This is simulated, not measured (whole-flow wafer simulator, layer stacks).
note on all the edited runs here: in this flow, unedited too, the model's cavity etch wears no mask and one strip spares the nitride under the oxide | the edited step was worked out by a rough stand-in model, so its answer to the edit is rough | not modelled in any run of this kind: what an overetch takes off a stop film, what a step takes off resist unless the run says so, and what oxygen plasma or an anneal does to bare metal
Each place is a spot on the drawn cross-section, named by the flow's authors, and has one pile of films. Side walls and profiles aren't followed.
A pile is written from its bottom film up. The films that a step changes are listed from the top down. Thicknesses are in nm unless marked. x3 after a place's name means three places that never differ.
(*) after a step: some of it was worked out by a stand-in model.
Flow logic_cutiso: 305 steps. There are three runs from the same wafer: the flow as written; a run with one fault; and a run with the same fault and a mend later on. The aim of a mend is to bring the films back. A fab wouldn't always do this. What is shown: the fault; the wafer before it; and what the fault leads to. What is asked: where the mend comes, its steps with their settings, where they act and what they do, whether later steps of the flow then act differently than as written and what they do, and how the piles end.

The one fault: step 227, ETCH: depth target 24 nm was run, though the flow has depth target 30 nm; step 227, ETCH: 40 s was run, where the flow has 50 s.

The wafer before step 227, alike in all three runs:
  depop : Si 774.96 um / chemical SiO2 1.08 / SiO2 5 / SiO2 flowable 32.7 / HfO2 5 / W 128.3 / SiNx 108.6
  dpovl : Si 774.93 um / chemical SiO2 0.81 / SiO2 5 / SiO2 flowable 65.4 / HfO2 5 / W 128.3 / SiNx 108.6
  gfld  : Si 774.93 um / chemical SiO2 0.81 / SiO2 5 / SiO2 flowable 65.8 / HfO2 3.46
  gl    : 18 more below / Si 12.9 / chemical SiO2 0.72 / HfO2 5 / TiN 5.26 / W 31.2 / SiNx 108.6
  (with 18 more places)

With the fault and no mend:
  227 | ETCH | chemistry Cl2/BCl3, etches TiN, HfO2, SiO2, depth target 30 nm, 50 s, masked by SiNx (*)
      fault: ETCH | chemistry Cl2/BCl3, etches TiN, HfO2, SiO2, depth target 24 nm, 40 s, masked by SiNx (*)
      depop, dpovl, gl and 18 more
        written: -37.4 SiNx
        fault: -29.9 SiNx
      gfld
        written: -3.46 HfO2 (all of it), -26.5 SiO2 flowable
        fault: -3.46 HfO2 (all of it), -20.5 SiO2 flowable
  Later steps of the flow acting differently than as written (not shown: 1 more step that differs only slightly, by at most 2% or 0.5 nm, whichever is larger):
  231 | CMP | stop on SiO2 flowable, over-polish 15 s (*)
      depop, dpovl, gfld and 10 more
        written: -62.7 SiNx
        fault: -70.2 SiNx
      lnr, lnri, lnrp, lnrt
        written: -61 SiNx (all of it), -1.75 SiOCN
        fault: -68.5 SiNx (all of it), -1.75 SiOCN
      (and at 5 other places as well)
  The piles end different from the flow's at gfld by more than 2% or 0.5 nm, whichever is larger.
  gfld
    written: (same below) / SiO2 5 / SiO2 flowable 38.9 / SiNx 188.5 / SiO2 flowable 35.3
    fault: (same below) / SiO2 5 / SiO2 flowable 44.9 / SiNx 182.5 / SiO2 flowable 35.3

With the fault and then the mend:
  The mend stands after step 227.
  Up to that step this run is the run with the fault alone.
  227a | ETCH | chemistry Cl2/BCl3, etches TiN, HfO2, SiO2, depth target 6 nm, 10 s, masked by SiNx (*) (the flow's step 227 again, with other settings)
      depop, dpovl, gl and 18 more
        -7.49 SiNx
      gfld
        -6 SiO2 flowable
  Later steps of the flow that are run all act as written at every place that is followed.
  At every place that both follow, the piles at the end match the flow's.
